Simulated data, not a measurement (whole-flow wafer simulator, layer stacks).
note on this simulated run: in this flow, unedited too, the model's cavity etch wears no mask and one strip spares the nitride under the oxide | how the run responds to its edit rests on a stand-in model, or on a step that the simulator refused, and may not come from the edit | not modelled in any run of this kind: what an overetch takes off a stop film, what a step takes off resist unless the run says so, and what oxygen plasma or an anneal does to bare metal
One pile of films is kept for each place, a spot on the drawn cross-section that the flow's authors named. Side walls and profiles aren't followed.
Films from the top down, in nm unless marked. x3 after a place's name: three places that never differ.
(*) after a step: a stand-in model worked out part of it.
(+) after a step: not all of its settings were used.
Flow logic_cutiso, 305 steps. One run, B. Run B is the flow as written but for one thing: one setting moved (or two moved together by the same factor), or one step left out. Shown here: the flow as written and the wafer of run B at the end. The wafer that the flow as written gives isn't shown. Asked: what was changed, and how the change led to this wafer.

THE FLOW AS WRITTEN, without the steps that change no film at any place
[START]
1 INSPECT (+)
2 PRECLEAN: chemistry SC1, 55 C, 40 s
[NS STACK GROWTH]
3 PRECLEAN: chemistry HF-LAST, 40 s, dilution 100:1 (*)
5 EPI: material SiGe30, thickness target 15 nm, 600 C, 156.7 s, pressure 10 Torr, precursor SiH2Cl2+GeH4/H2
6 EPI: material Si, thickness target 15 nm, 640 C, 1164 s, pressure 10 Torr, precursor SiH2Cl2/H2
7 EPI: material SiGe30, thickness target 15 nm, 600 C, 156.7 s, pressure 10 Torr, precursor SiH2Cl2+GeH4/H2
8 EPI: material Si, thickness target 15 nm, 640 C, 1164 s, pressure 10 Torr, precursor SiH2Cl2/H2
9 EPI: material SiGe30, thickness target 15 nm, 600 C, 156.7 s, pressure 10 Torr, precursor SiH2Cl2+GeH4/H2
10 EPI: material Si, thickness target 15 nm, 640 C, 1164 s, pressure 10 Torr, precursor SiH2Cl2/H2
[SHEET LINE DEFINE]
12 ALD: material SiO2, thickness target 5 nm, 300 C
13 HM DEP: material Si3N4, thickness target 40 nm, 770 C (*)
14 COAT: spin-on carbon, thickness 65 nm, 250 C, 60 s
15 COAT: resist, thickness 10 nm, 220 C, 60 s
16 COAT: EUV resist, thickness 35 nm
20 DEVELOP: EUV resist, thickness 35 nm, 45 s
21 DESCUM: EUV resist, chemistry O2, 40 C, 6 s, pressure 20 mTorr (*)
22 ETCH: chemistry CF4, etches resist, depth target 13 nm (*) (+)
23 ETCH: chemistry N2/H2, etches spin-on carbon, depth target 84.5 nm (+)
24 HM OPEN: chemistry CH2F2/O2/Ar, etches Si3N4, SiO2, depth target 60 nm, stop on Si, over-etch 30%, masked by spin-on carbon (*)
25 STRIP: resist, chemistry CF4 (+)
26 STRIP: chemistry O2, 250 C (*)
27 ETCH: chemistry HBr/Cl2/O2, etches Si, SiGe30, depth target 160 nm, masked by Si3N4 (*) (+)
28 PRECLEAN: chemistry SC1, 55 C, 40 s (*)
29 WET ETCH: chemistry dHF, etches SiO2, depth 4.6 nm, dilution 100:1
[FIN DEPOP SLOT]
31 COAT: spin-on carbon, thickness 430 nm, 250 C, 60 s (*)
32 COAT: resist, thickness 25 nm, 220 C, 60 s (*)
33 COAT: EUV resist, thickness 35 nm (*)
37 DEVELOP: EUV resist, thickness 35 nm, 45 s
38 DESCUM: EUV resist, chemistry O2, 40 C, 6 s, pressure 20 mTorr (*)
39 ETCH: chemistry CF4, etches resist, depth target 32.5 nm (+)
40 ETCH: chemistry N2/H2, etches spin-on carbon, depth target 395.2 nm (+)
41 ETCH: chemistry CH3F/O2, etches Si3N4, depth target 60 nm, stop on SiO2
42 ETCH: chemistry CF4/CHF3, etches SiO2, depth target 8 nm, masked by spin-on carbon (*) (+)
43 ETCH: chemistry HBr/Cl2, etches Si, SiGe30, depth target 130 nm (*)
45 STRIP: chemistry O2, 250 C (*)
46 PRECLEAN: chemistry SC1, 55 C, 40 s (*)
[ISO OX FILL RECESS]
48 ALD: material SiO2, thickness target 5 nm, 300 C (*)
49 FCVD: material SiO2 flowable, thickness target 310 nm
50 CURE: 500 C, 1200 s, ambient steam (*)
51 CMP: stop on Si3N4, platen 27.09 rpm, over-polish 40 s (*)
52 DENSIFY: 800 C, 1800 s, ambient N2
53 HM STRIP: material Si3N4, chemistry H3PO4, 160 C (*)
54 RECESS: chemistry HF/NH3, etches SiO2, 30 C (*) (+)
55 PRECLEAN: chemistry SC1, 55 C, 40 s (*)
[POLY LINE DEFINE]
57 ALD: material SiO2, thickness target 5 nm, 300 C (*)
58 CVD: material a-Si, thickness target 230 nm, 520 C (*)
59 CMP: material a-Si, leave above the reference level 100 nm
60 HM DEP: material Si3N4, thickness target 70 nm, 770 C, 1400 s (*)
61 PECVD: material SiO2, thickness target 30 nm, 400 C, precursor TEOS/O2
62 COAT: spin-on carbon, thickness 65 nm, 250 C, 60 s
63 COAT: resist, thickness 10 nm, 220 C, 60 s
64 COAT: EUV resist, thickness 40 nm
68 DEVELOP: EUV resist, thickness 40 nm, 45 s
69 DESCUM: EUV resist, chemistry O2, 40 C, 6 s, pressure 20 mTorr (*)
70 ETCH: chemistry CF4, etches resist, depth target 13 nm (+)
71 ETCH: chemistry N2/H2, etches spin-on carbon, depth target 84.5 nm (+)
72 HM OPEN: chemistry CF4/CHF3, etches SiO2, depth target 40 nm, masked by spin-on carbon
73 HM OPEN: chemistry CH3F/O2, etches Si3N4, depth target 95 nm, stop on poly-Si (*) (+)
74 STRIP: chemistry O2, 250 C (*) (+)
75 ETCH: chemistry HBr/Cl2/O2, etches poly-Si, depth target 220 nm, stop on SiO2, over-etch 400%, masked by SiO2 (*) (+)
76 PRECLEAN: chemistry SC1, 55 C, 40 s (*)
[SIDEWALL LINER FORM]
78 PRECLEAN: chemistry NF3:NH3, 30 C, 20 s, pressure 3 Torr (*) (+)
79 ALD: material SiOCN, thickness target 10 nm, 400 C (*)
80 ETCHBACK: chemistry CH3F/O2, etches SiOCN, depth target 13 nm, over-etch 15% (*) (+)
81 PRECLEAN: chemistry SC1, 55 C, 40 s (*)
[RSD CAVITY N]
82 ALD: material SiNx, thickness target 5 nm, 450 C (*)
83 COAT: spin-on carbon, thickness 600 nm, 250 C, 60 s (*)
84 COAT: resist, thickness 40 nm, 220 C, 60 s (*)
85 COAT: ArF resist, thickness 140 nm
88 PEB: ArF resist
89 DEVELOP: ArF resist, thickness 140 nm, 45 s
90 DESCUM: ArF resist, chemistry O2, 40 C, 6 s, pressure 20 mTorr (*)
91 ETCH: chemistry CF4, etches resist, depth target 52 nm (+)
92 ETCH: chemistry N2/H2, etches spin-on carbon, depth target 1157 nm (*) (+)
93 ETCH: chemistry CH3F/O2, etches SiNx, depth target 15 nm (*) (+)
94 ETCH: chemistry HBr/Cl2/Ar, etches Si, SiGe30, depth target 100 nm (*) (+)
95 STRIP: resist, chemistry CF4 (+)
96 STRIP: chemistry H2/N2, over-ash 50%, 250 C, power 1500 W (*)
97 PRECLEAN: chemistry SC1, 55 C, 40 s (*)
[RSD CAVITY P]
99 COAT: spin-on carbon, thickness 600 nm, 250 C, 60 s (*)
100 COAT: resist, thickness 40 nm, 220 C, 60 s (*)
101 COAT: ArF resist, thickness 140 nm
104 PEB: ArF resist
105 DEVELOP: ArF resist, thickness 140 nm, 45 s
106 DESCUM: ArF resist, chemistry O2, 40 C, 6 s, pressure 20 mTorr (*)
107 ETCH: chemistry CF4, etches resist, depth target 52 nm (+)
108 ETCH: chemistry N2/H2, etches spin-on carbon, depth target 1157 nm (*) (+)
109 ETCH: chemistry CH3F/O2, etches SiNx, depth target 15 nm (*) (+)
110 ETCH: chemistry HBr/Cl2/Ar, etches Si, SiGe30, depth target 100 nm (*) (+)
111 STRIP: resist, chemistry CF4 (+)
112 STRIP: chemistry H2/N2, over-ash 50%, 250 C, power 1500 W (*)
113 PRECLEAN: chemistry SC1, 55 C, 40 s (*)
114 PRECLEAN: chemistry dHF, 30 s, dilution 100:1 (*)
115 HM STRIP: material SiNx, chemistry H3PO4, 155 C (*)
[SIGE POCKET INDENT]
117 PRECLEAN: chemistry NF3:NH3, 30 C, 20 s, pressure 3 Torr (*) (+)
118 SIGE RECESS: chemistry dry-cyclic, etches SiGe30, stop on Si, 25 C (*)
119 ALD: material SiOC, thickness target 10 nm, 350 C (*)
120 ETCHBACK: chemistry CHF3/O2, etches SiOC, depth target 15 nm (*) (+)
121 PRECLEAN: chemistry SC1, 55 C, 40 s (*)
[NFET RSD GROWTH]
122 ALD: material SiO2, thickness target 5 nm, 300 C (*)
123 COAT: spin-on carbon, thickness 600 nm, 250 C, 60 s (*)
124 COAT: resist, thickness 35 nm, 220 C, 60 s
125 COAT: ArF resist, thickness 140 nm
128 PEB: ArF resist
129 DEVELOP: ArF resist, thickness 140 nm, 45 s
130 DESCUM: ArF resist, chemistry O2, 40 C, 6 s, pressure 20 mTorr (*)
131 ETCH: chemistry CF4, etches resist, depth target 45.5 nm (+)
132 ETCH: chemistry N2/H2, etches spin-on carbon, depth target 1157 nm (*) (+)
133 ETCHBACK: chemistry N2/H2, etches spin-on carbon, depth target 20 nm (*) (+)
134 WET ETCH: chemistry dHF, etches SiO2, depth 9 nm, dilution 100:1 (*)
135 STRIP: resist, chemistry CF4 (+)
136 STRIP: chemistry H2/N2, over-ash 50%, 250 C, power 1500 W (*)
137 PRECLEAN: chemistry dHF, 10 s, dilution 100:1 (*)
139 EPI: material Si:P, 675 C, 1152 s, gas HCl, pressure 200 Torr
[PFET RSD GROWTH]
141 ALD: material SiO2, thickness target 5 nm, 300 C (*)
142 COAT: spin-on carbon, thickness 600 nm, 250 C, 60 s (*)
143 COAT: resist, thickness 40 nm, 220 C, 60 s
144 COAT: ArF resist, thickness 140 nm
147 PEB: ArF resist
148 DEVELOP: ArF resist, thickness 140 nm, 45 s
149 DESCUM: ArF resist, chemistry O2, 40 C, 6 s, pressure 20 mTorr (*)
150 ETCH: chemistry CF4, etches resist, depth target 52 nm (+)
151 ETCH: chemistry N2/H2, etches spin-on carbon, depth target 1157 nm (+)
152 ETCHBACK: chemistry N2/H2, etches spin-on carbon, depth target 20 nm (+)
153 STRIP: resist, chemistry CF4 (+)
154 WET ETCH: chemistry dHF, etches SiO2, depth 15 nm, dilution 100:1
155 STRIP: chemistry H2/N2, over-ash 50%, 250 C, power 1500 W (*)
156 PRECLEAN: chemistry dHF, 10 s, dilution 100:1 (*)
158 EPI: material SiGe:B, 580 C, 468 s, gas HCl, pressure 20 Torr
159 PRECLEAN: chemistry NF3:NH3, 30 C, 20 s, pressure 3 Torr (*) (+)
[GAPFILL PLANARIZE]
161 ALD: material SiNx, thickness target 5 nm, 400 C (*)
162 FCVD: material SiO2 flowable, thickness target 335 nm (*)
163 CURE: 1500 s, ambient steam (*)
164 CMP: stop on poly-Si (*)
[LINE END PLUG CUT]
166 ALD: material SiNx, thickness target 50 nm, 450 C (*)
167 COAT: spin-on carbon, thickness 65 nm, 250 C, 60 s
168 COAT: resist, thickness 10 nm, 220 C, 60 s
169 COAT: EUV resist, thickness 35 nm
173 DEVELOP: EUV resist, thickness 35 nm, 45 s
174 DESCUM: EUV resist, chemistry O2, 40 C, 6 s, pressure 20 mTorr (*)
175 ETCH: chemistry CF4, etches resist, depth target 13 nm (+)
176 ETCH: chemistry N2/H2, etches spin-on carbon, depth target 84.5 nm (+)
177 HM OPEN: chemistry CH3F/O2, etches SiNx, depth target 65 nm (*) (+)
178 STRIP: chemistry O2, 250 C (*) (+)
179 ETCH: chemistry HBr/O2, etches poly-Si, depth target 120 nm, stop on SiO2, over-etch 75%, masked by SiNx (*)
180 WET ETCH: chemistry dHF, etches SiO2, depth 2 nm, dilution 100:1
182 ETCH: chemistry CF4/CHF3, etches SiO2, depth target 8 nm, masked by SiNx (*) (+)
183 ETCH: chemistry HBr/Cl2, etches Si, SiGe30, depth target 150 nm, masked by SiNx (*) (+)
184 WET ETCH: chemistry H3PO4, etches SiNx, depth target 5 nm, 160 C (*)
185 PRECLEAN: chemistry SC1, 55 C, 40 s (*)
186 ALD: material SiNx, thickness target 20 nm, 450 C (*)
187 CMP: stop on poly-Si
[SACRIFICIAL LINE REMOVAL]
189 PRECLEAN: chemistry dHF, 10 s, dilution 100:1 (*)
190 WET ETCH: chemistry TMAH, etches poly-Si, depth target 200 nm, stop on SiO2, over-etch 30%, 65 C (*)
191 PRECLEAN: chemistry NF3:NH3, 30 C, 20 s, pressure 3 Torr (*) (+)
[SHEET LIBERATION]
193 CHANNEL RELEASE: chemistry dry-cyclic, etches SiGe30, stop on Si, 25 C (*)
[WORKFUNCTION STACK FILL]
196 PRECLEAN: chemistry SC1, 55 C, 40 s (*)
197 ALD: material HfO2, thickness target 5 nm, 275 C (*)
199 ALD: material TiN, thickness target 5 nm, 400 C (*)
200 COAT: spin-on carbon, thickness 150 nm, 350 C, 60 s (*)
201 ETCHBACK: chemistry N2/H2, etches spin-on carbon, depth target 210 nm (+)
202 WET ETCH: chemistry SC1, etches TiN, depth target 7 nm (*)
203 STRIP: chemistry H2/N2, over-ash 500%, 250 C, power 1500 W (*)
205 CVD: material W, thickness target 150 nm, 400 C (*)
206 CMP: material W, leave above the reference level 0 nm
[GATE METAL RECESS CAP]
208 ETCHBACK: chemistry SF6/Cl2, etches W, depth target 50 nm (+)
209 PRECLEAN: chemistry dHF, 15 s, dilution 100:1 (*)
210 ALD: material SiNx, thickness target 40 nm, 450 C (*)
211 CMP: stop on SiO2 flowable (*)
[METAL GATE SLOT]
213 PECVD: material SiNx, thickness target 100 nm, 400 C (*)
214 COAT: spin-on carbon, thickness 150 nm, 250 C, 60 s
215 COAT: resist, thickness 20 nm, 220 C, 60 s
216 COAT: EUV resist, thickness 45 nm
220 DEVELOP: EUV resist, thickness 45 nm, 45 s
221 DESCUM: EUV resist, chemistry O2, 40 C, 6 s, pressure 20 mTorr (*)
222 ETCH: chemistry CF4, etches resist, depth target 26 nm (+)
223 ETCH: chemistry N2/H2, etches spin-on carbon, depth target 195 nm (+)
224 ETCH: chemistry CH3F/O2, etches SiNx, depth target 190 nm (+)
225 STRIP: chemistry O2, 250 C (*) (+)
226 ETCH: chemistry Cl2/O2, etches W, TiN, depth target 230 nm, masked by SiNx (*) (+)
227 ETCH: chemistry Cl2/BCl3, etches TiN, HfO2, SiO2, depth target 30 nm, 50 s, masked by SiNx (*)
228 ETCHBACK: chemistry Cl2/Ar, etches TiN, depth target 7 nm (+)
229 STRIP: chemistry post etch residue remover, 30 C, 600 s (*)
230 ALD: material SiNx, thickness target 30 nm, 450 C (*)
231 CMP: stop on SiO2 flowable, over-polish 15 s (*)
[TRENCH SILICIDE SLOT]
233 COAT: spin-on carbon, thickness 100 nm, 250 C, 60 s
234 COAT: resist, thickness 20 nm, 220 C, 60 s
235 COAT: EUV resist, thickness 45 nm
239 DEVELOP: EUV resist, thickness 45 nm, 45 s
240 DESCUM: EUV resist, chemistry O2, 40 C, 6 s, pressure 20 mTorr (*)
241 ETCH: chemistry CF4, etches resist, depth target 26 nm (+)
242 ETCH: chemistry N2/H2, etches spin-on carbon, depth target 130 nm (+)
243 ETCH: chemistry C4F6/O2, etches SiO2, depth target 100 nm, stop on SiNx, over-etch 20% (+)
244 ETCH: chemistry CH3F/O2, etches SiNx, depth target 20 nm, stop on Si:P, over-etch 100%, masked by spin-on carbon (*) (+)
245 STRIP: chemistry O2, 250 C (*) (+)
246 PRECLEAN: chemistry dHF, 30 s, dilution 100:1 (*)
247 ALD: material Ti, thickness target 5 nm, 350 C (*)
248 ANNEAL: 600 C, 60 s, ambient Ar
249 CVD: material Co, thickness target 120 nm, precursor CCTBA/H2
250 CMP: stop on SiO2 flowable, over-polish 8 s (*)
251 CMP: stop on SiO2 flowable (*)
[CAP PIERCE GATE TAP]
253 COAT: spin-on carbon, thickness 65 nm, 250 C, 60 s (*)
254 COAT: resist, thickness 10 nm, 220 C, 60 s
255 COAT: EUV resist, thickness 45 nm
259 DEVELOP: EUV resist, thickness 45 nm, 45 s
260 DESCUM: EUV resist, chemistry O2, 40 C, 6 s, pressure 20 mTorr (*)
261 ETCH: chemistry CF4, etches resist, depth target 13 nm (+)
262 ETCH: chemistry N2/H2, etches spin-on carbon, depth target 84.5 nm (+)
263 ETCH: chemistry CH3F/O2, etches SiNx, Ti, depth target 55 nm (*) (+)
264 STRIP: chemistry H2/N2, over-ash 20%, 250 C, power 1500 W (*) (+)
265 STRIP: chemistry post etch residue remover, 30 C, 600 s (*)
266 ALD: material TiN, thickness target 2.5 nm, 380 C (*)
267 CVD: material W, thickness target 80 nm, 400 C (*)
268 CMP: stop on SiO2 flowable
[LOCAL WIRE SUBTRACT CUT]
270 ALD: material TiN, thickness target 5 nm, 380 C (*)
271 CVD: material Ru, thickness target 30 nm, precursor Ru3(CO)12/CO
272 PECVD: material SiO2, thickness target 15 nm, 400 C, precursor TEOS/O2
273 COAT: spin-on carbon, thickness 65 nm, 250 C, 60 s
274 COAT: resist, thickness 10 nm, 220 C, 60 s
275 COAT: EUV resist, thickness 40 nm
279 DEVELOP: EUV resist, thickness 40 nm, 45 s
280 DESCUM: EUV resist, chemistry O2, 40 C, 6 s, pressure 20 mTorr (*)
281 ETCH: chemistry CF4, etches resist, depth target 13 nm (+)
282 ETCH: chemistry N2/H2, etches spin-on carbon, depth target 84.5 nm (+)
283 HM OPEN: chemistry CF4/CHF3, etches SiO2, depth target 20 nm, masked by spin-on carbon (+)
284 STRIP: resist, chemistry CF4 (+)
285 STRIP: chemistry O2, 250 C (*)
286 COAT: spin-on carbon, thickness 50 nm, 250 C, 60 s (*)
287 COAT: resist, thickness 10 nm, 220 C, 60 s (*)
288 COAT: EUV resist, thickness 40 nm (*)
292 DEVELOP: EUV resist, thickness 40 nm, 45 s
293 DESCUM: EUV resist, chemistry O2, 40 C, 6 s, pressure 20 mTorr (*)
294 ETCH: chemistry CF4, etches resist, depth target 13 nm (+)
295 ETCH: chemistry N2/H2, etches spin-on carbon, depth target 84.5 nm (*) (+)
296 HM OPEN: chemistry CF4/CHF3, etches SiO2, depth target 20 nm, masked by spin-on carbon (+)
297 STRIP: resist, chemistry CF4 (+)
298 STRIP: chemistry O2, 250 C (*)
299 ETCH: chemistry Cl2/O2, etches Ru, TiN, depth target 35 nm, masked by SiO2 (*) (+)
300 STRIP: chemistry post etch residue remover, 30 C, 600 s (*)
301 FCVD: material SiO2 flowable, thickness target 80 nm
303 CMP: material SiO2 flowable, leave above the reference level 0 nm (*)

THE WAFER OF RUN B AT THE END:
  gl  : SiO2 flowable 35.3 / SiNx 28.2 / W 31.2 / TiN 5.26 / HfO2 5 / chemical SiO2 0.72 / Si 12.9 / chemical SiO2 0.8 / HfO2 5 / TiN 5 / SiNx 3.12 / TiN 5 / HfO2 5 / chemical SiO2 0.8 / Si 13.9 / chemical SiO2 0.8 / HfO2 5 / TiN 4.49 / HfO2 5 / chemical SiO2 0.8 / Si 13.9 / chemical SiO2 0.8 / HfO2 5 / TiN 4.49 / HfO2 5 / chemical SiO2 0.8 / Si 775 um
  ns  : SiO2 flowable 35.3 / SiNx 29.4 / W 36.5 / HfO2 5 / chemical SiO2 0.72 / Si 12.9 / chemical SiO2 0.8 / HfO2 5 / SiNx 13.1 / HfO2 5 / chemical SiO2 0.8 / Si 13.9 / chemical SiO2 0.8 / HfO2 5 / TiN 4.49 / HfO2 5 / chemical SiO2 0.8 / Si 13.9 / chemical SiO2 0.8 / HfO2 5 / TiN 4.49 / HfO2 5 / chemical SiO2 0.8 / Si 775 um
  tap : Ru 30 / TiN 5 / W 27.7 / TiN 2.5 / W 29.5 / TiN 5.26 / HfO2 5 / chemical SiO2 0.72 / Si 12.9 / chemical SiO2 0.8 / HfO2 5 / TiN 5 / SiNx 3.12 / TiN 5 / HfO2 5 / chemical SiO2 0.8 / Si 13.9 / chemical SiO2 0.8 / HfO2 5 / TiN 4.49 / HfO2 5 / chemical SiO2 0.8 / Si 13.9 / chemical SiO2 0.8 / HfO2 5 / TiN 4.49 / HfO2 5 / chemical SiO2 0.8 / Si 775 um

The cause: step 9, EPI: 246.8 s was run, where the flow has 156.7 s.

How the change led to this, step by step:
  9 EPI: material SiGe30, thickness target 15 nm, 600 C, 156.7 s, pressure 10 Torr, precursor SiH2Cl2+GeH4/H2
      depop, dpovl, gfld and 19 more: SiGe30 +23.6 (new film) (as written it would be: SiGe30 +15 (new film))
  27 ETCH: chemistry HBr/Cl2/O2, etches Si, SiGe30, depth target 160 nm, masked by Si3N4 (*) (+)
      gfld, gxf, iso, lnri: chemical SiO2 -0.79 (all of it), Si -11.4 (all of it), SiGe30 -23.6 (all of it), Si -15 (all of it), SiGe30 -15 (all of it), Si -15 (all of it), SiGe30 -15 (all of it), Si -65 (as written it would be: chemical SiO2 -0.79 (all of it), Si -11.4 (all of it), SiGe30 -15 (all of it), Si -15 (all of it), SiGe30 -15 (all of it), Si -15 (all of it), SiGe30 -15 (all of it), Si -73.6)
      dpovl, nsgap: chemical SiO2 -0.79 (all of it), Si -11.8 (all of it), SiGe30 -23.6 (all of it), Si -15 (all of it), SiGe30 -15 (all of it), Si -15 (all of it), SiGe30 -15 (all of it), Si -64.6 (as written it would be: chemical SiO2 -0.79 (all of it), Si -11.8 (all of it), SiGe30 -15 (all of it), Si -15 (all of it), SiGe30 -15 (all of it), Si -15 (all of it), SiGe30 -15 (all of it), Si -73.2)
      (and at 1 more place)
  43 ETCH: chemistry HBr/Cl2, etches Si, SiGe30, depth target 130 nm (*)
      depop: Si -14 (all of it), SiGe30 -23.6 (all of it), Si -15 (all of it), SiGe30 -15 (all of it), Si -15 (all of it), SiGe30 -15 (all of it), Si -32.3 (as written it would be: Si -14 (all of it), SiGe30 -15 (all of it), Si -15 (all of it), SiGe30 -15 (all of it), Si -15 (all of it), SiGe30 -15 (all of it), Si -41)
  94 ETCH: chemistry HBr/Cl2/Ar, etches Si, SiGe30, depth target 100 nm (*) (+)
      rsdn, rsdx: chemical SiO2 -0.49 (all of it), Si -12.8 (all of it), SiGe30 -23.6 (all of it), Si -15 (all of it), SiGe30 -15 (all of it), Si -15 (all of it), SiGe30 -15 (all of it), Si -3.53 (as written it would be: chemical SiO2 -0.49 (all of it), Si -12.8 (all of it), SiGe30 -15 (all of it), Si -15 (all of it), SiGe30 -15 (all of it), Si -15 (all of it), SiGe30 -15 (all of it), Si -12.2)
  110 ETCH: chemistry HBr/Cl2/Ar, etches Si, SiGe30, depth target 100 nm (*) (+)
      rsdp, rsdw: chemical SiO2 -0.49 (all of it), Si -12.8 (all of it), SiGe30 -23.6 (all of it), Si -15 (all of it), SiGe30 -15 (all of it), Si -15 (all of it), SiGe30 -15 (all of it), Si -3.53 (as written it would be: chemical SiO2 -0.49 (all of it), Si -12.8 (all of it), SiGe30 -15 (all of it), Si -15 (all of it), SiGe30 -15 (all of it), Si -15 (all of it), SiGe30 -15 (all of it), Si -12.2)
  118 SIGE RECESS: chemistry dry-cyclic, etches SiGe30, stop on Si, 25 C (*)
      lnr, lnrp, lnrt: SiOCN -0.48, Si -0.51, cavity +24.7 (new film), SiGe30 -23.6 (all of it), Si -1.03, cavity +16 (new film), SiGe30 -15 (all of it), Si -1.03, cavity +16 (new film), SiGe30 -15 (all of it), Si -0.51 (as written it would be: SiOCN -0.48, Si -0.51, cavity +16 (new film), SiGe30 -15 (all of it), Si -1.03, cavity +16 (new film), SiGe30 -15 (all of it), Si -1.03, cavity +16 (new film), SiGe30 -15 (all of it), Si -0.51)
  119 ALD: material SiOC, thickness target 10 nm, 350 C (*)
      lnr, lnrp, lnrt: SiOC +10 (new film), SiOC +24.7 (new film), cavity -24.7 (all of it), SiOC +16 (new film), cavity -16 (all of it), SiOC +16 (new film), cavity -16 (all of it) (as written it would be: SiOC +10 (new film), SiOC +16 (new film), cavity -16 (all of it), SiOC +16 (new film), cavity -16 (all of it), SiOC +16 (new film), cavity -16 (all of it))
  183 ETCH: chemistry HBr/Cl2, etches Si, SiGe30, depth target 150 nm, masked by SiNx (*) (+)
      plug: Si -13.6 (all of it), SiGe30 -23.6 (all of it), Si -15 (all of it), SiGe30 -15 (all of it), Si -15 (all of it), SiGe30 -15 (all of it), Si -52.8 (as written it would be: Si -13.6 (all of it), SiGe30 -15 (all of it), Si -15 (all of it), SiGe30 -15 (all of it), Si -15 (all of it), SiGe30 -15 (all of it), Si -61.4)
  193 CHANNEL RELEASE: chemistry dry-cyclic, etches SiGe30, stop on Si, 25 C (*)
      gl, glp, gxn, gxp, ns, tap: chemical SiO2 +0.8 (new film), Si -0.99, chemical SiO2 +0.8 (new film), cavity +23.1 (new film), chemical SiO2 +0.8 (new film), SiGe30 -23.6 (all of it), Si -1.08, chemical SiO2 +0.8 (new film), cavity +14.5 (new film), chemical SiO2 +0.8 (new film), SiGe30 -15 (all of it), Si -1.08, chemical SiO2 +0.8 (new film), cavity +14.5 (new film), chemical SiO2 +0.8 (new film), SiGe30 -15 (all of it), Si -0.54 (as written it would be: chemical SiO2 +0.8 (new film), Si -0.99, chemical SiO2 +0.8 (new film), cavity +14.5 (new film), chemical SiO2 +0.8 (new film), SiGe30 -15 (all of it), Si -1.08, chemical SiO2 +0.8 (new film), cavity +14.5 (new film), chemical SiO2 +0.8 (new film), SiGe30 -15 (all of it), Si -1.08, chemical SiO2 +0.8 (new film), cavity +14.5 (new film), chemical SiO2 +0.8 (new film), SiGe30 -15 (all of it), Si -0.54)
  199 ALD: material TiN, thickness target 5 nm, 400 C (*)
      gl, glp, tap: TiN +5.26 (new film), TiN +5 (new film), cavity -10, TiN +5 (new film), TiN +4.49 (new film), cavity -4.49 (all of it), TiN +4.49 (new film), cavity -4.49 (all of it) (as written it would be: TiN +5.26 (new film), TiN +4.49 (new film), cavity -4.49 (all of it), TiN +4.49 (new film), cavity -4.49 (all of it), TiN +4.49 (new film), cavity -4.49 (all of it))
      gxn, gxp, ns: TiN +5 (new film), TiN +5 (new film), cavity -10, TiN +5 (new film), TiN +4.49 (new film), cavity -4.49 (all of it), TiN +4.49 (new film), cavity -4.49 (all of it) (as written it would be: TiN +5 (new film), TiN +4.49 (new film), cavity -4.49 (all of it), TiN +4.49 (new film), cavity -4.49 (all of it), TiN +4.49 (new film), cavity -4.49 (all of it))
  202 WET ETCH: chemistry SC1, etches TiN, depth target 7 nm (*)
      ns: TiN -5 (all of it), TiN -5 (all of it), cavity +10, TiN -5 (all of it) (as written it would be: TiN -5 (all of it))
  210 ALD: material SiNx, thickness target 40 nm, 450 C (*)
      gl, glp, gxn, gxp, tap: SiNx +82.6 (new film), SiNx +3.12 (new film), cavity -3.12 (all of it) (as written it would be: SiNx +82.6 (new film))
      ns: SiNx +40 (new film), SiNx +13.1 (new film), cavity -13.1 (all of it) (as written it would be: SiNx +40 (new film))
Counting metal films that touch as one body, gl has 5 bodies (between them, from the top down: HfO2 5 / chemical SiO2 0.72 / Si 12.9 / chemical SiO2 0.8 / HfO2 5; SiNx 3.12; HfO2 5 / chemical SiO2 0.8 / Si 13.9 / chemical SiO2 0.8 / HfO2 5; HfO2 5 / chemical SiO2 0.8 / Si 13.9 / chemical SiO2 0.8 / HfO2 5); the flow as written gives 4 bodies (between them, from the top down: HfO2 5 / chemical SiO2 0.72 / Si 12.9 / chemical SiO2 0.8 / HfO2 5; HfO2 5 / chemical SiO2 0.8 / Si 13.9 / chemical SiO2 0.8 / HfO2 5; HfO2 5 / chemical SiO2 0.8 / Si 13.9 / chemical SiO2 0.8 / HfO2 5).
Counting metal films that touch as one body, ns has 3 bodies (between them, from the top down: HfO2 5 / chemical SiO2 0.72 / Si 12.9 / chemical SiO2 0.8 / HfO2 5 / SiNx 13.1 / HfO2 5 / chemical SiO2 0.8 / Si 13.9 / chemical SiO2 0.8 / HfO2 5; HfO2 5 / chemical SiO2 0.8 / Si 13.9 / chemical SiO2 0.8 / HfO2 5); the flow as written gives 4 bodies (between them, from the top down: HfO2 5 / chemical SiO2 0.72 / Si 12.9 / chemical SiO2 0.8 / HfO2 5; HfO2 5 / chemical SiO2 0.8 / Si 13.9 / chemical SiO2 0.8 / HfO2 5; HfO2 5 / chemical SiO2 0.8 / Si 13.9 / chemical SiO2 0.8 / HfO2 5).
Counting metal films that touch as one body, tap has 5 bodies (between them, from the top down: HfO2 5 / chemical SiO2 0.72 / Si 12.9 / chemical SiO2 0.8 / HfO2 5; SiNx 3.12; HfO2 5 / chemical SiO2 0.8 / Si 13.9 / chemical SiO2 0.8 / HfO2 5; HfO2 5 / chemical SiO2 0.8 / Si 13.9 / chemical SiO2 0.8 / HfO2 5); the flow as written gives 4 bodies (between them, from the top down: HfO2 5 / chemical SiO2 0.72 / Si 12.9 / chemical SiO2 0.8 / HfO2 5; HfO2 5 / chemical SiO2 0.8 / Si 13.9 / chemical SiO2 0.8 / HfO2 5; HfO2 5 / chemical SiO2 0.8 / Si 13.9 / chemical SiO2 0.8 / HfO2 5).
